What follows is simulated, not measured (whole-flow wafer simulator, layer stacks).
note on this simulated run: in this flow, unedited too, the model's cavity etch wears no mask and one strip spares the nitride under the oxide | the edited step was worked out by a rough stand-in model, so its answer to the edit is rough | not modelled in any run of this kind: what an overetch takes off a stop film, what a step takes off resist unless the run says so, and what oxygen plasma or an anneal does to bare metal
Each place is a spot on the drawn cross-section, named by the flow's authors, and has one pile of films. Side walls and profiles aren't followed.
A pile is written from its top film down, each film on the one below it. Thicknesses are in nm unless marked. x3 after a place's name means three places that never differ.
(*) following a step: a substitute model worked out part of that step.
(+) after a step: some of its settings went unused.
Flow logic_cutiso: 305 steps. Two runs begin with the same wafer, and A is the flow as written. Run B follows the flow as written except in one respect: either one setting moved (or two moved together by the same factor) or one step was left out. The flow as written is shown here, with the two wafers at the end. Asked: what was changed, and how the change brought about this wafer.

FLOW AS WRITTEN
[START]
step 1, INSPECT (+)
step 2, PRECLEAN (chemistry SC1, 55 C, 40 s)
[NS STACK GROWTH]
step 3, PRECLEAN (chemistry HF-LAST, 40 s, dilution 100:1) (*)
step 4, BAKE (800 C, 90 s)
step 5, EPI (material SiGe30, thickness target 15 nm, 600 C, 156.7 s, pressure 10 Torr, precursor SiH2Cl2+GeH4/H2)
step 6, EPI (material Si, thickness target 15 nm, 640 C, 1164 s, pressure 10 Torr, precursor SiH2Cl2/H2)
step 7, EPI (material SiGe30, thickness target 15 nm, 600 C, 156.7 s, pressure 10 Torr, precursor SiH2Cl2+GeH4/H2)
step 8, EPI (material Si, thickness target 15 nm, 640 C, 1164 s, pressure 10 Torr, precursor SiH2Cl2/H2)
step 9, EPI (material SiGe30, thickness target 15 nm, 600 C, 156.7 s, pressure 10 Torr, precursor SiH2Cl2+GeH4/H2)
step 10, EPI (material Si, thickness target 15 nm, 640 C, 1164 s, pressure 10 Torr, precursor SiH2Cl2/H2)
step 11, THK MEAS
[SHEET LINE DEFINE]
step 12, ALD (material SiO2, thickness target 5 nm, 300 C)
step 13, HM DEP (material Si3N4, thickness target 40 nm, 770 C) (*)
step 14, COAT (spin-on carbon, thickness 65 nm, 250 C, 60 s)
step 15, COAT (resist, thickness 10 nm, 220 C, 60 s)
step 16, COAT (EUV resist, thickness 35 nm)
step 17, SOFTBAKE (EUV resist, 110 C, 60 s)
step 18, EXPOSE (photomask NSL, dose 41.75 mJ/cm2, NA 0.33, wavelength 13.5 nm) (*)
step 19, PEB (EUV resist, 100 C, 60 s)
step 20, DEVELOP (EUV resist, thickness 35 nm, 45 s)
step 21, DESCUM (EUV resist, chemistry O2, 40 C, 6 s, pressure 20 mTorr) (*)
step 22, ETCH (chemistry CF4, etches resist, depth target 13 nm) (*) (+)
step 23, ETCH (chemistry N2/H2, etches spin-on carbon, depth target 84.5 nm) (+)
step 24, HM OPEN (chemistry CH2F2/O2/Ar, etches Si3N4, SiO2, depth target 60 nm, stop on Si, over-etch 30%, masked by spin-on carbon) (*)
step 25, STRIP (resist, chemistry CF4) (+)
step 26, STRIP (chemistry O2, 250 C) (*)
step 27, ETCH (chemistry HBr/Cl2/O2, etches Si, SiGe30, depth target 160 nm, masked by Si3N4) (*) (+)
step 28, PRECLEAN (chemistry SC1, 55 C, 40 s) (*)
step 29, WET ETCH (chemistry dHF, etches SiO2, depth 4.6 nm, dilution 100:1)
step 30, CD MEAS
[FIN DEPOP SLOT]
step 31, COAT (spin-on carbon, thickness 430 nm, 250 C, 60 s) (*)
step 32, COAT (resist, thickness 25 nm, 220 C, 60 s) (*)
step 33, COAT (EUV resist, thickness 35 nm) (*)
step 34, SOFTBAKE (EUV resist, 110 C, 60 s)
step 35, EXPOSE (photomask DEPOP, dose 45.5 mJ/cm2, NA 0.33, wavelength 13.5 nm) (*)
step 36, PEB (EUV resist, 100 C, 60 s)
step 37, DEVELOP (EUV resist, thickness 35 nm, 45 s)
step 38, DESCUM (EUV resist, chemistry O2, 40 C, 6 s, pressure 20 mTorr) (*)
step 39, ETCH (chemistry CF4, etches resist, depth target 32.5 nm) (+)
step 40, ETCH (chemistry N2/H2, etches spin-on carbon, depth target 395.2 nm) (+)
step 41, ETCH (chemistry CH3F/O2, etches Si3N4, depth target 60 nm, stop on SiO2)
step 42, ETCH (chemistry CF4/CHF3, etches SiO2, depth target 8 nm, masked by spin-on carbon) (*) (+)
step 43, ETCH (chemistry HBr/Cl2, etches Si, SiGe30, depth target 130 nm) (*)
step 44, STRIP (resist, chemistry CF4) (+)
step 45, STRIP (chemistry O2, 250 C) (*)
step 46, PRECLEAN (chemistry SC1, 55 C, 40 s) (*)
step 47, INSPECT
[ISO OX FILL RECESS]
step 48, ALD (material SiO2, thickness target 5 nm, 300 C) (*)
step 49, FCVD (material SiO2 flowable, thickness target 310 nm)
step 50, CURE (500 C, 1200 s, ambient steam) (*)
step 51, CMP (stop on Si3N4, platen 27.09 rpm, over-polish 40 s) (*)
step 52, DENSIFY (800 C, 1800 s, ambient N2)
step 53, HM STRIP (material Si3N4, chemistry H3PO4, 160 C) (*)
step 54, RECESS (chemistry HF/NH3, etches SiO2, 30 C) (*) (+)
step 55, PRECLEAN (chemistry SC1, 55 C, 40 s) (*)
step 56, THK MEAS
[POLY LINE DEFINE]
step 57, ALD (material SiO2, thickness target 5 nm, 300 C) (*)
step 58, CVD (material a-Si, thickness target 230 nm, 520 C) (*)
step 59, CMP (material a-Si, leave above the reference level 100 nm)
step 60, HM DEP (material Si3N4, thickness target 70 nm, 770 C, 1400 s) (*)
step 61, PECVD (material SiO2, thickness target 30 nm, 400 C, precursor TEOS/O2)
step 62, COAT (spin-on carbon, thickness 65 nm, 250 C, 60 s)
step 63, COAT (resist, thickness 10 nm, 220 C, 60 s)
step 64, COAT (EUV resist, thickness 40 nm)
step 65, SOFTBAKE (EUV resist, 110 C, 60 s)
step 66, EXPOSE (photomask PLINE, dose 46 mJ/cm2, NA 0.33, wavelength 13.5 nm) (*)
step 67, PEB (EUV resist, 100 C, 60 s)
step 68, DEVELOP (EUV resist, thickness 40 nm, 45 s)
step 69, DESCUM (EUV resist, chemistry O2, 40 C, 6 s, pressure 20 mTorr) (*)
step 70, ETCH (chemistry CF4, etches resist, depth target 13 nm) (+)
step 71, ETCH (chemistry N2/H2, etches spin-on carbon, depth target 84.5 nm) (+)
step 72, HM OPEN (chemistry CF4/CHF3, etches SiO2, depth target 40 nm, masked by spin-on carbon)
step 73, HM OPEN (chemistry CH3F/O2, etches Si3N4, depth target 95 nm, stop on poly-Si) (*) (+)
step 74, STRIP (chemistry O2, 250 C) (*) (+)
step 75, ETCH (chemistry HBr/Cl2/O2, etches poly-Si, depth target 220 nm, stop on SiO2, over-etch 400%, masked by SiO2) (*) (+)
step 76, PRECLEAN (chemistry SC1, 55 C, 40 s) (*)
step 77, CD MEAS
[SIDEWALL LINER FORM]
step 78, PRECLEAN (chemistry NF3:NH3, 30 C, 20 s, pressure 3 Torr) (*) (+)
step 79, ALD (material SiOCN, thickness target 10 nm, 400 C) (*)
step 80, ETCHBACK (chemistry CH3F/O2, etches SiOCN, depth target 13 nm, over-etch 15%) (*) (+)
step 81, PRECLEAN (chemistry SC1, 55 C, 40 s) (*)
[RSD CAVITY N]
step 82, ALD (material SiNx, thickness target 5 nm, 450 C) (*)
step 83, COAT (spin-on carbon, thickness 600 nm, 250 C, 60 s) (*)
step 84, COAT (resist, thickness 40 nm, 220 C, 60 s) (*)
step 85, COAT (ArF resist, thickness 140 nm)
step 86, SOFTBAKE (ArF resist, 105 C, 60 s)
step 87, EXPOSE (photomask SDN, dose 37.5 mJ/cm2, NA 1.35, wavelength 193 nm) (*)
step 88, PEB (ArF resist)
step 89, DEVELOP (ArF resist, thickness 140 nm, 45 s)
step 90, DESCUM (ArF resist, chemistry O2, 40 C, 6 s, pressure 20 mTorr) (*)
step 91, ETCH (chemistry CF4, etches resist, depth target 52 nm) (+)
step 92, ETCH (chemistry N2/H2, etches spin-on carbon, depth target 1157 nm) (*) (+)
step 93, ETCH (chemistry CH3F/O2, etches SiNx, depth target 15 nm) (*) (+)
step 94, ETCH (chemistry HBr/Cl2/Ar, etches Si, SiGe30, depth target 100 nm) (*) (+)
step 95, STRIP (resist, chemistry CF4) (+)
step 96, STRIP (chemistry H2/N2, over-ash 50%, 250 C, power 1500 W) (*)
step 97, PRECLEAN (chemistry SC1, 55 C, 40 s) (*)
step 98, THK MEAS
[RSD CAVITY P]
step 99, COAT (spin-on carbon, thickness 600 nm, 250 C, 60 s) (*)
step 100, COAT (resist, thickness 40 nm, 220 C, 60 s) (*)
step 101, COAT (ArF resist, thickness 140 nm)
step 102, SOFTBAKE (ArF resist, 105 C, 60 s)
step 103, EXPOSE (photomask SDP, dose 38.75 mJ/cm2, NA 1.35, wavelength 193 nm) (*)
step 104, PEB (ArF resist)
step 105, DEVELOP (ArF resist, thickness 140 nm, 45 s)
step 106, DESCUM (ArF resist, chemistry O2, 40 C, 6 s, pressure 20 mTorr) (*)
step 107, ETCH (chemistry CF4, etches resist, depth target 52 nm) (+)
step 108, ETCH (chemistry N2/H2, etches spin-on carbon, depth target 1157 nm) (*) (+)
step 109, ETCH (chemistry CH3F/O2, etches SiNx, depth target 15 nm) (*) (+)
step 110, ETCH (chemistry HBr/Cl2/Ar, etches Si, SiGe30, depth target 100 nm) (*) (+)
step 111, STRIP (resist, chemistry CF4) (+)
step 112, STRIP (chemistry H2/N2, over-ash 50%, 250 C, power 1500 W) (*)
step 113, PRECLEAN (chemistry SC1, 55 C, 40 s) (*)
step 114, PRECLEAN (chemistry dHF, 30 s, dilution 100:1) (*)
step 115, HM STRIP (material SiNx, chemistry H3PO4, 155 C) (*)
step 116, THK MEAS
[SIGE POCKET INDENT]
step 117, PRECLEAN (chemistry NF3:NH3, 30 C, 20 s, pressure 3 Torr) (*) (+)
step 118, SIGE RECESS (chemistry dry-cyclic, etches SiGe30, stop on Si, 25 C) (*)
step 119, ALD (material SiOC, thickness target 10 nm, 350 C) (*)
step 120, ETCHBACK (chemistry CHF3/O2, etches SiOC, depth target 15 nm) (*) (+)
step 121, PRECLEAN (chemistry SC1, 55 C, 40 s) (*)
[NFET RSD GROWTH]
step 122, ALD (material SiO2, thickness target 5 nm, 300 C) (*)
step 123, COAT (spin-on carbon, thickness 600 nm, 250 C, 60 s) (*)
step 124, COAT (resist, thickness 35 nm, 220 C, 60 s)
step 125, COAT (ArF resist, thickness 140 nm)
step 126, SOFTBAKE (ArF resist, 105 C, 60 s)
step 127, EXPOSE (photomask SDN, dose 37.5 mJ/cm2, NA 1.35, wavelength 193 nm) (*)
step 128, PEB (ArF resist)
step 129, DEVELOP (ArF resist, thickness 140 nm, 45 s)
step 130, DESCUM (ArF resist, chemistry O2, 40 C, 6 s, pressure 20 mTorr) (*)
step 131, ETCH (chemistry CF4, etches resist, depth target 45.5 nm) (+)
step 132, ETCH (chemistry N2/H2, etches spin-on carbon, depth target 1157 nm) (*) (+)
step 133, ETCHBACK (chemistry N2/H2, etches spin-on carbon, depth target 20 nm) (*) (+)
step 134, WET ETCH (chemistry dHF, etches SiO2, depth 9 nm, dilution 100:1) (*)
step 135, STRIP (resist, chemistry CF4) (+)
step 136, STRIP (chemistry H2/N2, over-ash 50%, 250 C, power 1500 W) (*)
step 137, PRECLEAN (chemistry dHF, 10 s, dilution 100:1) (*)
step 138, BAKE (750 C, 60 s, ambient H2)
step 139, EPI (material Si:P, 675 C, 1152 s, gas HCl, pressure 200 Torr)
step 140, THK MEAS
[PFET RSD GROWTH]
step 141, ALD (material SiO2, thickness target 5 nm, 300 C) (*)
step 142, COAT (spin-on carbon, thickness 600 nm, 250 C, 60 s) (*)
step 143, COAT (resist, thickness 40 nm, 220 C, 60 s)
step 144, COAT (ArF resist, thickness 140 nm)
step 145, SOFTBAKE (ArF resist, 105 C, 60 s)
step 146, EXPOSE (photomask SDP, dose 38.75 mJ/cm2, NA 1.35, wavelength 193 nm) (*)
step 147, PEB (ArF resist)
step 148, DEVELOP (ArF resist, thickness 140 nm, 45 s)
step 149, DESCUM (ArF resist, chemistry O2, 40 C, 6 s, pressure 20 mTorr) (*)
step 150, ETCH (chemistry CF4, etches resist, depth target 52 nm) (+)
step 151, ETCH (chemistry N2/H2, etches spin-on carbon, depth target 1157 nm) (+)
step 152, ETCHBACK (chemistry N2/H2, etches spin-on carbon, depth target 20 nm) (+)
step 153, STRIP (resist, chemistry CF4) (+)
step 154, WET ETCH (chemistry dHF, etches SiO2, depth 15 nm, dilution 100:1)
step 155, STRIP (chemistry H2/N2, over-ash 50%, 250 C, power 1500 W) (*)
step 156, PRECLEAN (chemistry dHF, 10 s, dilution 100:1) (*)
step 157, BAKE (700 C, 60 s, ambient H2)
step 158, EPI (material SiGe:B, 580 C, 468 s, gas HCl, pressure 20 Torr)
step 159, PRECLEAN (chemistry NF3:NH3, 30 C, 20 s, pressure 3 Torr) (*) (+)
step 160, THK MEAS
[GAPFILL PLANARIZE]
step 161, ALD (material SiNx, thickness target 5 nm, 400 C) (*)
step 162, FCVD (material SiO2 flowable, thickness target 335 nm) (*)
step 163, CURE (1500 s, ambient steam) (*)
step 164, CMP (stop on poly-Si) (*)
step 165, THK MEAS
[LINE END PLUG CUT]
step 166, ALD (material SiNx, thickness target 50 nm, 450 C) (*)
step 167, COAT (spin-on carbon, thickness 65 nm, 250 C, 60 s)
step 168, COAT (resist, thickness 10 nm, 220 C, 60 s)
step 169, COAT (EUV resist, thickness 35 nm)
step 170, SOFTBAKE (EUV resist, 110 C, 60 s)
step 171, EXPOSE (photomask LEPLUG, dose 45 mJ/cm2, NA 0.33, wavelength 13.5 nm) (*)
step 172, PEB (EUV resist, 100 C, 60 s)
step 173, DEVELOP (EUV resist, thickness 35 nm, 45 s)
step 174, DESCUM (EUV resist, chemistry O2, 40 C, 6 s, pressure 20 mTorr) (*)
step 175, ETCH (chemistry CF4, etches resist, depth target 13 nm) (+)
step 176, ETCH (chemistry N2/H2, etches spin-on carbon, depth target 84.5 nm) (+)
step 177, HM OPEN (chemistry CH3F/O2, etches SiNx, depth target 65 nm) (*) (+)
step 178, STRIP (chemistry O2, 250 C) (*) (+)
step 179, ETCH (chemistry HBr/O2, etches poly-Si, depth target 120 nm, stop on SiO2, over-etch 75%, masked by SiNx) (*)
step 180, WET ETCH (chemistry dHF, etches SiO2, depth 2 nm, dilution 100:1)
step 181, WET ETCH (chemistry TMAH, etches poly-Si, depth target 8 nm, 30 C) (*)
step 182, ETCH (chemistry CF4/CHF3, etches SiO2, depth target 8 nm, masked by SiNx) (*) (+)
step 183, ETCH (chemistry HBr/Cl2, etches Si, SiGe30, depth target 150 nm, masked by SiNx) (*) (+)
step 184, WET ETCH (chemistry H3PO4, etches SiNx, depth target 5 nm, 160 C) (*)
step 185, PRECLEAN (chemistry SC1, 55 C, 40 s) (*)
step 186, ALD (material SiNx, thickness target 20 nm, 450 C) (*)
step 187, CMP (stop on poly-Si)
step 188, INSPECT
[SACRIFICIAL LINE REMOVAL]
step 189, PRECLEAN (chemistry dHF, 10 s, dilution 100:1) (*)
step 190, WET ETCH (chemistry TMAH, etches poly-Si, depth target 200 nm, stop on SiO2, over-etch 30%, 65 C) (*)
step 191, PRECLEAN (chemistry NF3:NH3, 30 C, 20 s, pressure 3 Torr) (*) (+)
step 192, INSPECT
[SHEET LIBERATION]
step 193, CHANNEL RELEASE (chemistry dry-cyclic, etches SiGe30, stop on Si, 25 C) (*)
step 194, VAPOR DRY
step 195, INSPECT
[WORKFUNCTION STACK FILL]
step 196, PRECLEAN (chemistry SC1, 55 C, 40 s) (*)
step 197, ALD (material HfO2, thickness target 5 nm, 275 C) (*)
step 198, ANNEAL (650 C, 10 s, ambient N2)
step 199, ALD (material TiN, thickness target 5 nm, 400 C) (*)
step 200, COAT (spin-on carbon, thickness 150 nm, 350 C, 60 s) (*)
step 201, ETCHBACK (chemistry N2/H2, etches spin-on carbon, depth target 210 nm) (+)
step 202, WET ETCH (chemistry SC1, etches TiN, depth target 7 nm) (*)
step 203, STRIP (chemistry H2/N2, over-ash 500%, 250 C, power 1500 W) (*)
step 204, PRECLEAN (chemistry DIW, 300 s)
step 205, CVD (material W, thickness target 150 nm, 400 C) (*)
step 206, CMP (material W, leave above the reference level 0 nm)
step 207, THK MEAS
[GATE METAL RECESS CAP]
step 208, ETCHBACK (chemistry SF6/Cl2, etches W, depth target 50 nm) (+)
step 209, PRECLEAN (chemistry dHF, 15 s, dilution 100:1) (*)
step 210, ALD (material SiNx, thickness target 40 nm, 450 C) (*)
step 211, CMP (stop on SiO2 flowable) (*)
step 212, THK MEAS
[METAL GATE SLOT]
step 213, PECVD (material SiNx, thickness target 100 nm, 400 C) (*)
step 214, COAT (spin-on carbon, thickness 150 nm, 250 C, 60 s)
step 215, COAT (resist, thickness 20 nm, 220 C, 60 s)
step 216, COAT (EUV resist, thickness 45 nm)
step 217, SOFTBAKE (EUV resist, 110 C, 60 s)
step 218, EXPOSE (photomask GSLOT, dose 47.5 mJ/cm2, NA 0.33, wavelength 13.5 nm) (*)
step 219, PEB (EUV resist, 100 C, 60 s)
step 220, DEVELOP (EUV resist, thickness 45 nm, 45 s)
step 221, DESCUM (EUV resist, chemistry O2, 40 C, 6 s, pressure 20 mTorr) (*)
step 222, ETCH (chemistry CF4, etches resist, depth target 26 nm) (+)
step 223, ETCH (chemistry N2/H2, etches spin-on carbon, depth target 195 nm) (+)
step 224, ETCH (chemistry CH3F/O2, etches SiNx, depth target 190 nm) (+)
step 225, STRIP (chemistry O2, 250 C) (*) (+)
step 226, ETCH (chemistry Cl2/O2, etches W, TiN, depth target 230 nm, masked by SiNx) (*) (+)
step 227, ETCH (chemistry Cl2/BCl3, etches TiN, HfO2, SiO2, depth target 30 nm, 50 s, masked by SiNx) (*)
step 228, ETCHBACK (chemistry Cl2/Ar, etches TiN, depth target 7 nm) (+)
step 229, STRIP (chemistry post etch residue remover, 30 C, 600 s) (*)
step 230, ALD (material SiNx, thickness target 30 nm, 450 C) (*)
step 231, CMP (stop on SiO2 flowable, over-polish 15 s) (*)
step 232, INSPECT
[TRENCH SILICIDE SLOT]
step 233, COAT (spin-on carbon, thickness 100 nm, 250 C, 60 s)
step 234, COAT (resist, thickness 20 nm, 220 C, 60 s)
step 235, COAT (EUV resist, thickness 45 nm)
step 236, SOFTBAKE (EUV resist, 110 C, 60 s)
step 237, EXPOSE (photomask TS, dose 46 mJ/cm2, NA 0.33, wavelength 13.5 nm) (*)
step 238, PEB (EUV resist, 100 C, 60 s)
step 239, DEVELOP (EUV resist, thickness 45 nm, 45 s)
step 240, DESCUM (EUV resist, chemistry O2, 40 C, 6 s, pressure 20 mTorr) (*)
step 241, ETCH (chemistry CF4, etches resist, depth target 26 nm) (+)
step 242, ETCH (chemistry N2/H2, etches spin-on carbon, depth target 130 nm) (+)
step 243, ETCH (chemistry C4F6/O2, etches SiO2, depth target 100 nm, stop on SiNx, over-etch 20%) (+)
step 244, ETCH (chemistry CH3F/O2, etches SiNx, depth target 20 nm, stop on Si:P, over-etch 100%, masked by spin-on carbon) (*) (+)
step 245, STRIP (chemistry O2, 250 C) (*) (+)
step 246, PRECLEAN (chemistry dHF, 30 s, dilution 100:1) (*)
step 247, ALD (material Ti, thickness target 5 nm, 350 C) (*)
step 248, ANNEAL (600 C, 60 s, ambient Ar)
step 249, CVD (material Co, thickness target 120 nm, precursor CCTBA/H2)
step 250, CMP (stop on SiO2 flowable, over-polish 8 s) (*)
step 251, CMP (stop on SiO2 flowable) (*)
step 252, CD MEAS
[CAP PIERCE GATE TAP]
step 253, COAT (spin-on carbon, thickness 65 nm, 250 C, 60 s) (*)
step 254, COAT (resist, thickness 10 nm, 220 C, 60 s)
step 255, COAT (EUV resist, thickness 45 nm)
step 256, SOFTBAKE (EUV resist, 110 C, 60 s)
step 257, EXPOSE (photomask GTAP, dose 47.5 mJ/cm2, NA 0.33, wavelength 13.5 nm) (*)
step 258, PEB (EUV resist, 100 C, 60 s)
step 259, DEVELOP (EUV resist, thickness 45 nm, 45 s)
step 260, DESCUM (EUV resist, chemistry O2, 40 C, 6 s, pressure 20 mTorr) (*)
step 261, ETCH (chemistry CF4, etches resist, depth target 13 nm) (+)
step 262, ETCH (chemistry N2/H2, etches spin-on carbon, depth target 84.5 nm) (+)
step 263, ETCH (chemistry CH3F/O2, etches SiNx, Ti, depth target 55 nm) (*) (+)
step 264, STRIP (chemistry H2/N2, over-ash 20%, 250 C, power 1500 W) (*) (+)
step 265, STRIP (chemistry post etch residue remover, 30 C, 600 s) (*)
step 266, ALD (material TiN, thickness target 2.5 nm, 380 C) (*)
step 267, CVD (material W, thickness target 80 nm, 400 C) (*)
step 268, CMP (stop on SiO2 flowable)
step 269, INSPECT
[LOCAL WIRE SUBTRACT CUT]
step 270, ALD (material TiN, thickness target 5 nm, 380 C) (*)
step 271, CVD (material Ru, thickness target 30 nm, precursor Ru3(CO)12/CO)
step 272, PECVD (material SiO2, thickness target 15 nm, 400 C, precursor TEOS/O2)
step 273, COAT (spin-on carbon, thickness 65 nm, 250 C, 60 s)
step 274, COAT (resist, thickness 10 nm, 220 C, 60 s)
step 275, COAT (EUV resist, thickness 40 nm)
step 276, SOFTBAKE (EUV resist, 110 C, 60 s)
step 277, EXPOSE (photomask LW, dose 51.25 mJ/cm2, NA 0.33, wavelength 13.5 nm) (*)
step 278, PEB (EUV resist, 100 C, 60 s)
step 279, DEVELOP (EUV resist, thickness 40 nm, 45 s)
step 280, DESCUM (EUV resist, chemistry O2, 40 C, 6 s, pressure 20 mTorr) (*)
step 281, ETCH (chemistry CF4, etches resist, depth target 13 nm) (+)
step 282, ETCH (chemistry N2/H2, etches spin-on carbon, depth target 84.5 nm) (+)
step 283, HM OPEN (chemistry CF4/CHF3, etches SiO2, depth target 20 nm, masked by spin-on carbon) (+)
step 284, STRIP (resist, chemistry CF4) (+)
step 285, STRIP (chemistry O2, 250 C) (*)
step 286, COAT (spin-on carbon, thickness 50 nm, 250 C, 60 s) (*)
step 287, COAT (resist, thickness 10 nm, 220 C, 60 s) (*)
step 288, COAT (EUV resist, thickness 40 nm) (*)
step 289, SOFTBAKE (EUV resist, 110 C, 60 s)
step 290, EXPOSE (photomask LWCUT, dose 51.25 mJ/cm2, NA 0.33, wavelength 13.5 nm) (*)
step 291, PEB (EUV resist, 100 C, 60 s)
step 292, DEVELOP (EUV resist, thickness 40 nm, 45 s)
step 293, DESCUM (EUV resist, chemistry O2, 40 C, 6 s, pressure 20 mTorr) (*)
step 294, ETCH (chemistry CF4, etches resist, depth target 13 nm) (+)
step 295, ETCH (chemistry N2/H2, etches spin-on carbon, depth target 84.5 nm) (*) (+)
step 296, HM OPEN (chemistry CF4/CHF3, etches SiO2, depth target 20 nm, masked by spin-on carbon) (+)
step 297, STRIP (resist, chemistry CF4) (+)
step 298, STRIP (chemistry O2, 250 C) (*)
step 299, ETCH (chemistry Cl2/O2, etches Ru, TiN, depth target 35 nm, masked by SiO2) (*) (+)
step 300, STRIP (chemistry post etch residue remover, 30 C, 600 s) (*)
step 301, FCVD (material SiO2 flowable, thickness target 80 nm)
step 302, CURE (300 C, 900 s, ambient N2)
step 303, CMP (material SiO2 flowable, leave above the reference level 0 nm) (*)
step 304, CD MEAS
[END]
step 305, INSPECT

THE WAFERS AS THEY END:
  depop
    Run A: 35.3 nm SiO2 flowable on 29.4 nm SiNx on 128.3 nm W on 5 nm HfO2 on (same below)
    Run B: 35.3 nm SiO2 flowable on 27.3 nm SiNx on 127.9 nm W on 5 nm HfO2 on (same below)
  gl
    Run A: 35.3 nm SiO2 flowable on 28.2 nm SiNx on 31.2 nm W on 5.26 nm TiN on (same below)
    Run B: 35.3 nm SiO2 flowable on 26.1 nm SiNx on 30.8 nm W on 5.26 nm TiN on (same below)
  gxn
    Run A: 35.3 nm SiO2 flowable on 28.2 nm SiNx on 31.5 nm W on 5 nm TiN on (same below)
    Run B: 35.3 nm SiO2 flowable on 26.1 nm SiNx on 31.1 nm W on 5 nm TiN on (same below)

What caused this: step 162, FCVD: thickness target 502.5 nm was run, whereas the flow has thickness target 335 nm.

How this came from the change, step by step:
  step 162, FCVD (material SiO2 flowable, thickness target 335 nm) (*)
      depop, dpovl, isow, ns, nsgap: A SiO2 flowable gains 335 (new film) | B SiO2 flowable gains 502.5 (new film)
      rsdn, rsdp, rsdw, rsdx: A SiO2 flowable gains 423.9 (new film) | B SiO2 flowable gains 591.4 (new film)
      (as well as at 13 more places)
  step 163, CURE (1500 s, ambient steam) (*)
      depop, dpovl, isow, ns, nsgap: A SiO2 flowable loses 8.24 | B SiO2 flowable loses 10.6
      gfld, iso, lnri: A SiO2 flowable loses 7.46 | B SiO2 flowable loses 10
      (as well as at 14 more places)
  step 164, CMP (stop on poly-Si) (*)
      depop, dpovl, isow, ns, nsgap: A SiO2 flowable loses 326.8 (all of it), SiNx loses 5 (all of it), SiO2 loses 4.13 (all of it), Si3N4 loses 70 (all of it) | B SiO2 flowable loses 491.9 (all of it), SiNx loses 5 (all of it), SiO2 loses 4.13 (all of it), Si3N4 loses 70 (all of it)
      iso, rsdn, rsdp, rsdx: A SiO2 flowable loses 331 | B SiO2 flowable loses 495.9
      (as well as at 13 more places)
  step 209, PRECLEAN (chemistry dHF, 15 s, dilution 100:1) (*)
      rsdn, rsdx: A SiO2 flowable loses 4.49 | B SiO2 flowable loses 5.06
      rsdp, rsdw: A SiO2 flowable loses 4.5 | B SiO2 flowable loses 5.07
      (as well as at 1 more place)
  step 211, CMP (stop on SiO2 flowable) (*)
      depop, dpovl, isow, ns, nsgap: A SiNx loses 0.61 | B SiNx loses 1.18
      lnr, lnri, lnrp, lnrt: A SiNx loses 40 (all of it), SiOCN loses 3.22 | B SiNx loses 40 (all of it), SiOCN loses 3.79
  step 246, PRECLEAN (chemistry dHF, 30 s, dilution 100:1) (*)
      iso: A SiO2 flowable loses 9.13 | B SiO2 flowable loses 10.7
      rsdx: A SiO2 flowable loses 8.73 | B SiO2 flowable loses 9.79
  step 250, CMP (stop on SiO2 flowable, over-polish 8 s) (*)
      rsdx: A Co loses 127.9 (all of it) | B Co loses 127.1
  step 251, CMP (stop on SiO2 flowable) (*)
      rsdx: A Ti loses 5 (all of it) | B Co loses 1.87 (all of it), Ti loses 3.78
      iso: A Co loses 1.22 (all of it), Ti loses 4.34 | B Co loses 2.75 (all of it), Ti loses 2.9
  step 265, STRIP (chemistry post etch residue remover, 30 C, 600 s) (*)
      iso: A Ti loses 0.66 (all of it) | B Ti loses 1.79
      rsdx: A nothing | B Ti loses 1.22 (all of it)
  step 268, CMP (stop on SiO2 flowable)
      depop, dpovl, gfld and 9 more: A W loses 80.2 (all of it), TiN loses 2.5 (all of it), SiNx loses 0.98 | B W loses 80.2 (all of it), TiN loses 2.5 (all of it), SiNx loses 2.51
      lnr, lnri, lnrp, lnrt: A W loses 80 (all of it), TiN loses 2.5 (all of it), SiOCN loses 1.22 | B W loses 80 (all of it), TiN loses 2.5 (all of it), SiOCN loses 2.75
      (as well as at 3 more places)
